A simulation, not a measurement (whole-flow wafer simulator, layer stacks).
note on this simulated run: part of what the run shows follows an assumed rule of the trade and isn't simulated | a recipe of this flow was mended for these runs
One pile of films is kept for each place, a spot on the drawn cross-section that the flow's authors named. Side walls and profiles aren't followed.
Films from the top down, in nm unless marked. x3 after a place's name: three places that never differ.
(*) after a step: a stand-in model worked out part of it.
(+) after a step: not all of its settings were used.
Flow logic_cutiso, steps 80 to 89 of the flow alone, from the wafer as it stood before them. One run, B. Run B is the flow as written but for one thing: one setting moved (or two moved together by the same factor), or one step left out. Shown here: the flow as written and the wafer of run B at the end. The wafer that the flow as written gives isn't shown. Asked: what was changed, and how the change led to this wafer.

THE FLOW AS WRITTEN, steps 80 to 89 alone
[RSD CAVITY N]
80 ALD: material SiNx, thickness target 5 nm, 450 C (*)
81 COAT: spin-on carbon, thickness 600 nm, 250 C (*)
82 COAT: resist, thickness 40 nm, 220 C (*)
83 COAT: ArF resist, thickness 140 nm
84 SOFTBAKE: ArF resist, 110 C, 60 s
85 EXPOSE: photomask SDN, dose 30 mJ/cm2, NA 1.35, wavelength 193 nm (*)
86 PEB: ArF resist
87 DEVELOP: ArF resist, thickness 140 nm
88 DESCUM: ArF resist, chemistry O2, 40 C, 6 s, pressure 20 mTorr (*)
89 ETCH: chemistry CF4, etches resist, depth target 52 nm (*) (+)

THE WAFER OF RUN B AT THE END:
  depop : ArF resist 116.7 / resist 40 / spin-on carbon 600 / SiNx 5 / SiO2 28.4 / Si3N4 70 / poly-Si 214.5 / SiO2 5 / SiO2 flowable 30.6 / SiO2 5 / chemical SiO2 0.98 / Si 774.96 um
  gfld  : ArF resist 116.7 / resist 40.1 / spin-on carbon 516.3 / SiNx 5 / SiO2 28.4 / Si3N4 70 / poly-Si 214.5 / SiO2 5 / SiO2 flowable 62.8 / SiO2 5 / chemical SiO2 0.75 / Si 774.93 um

The cause: step 83, COAT: thickness 160 nm was run, where the flow has thickness 140 nm; step 87, DEVELOP: thickness 160 nm was run, where the flow has thickness 140 nm.

How the change led to this, step by step:
  83 COAT: ArF resist, thickness 140 nm
      depop, dpovl x3, gfld and 17 more: ArF resist +160 (new film) (as written it would be: ArF resist +140 (new film))
  87 DEVELOP: ArF resist, thickness 140 nm
      gl, gxn, lnr, lnrt, rsdn, rsdx, tap: ArF resist -159.2 (all of it) (as written it would be: ArF resist -139.3 (all of it))
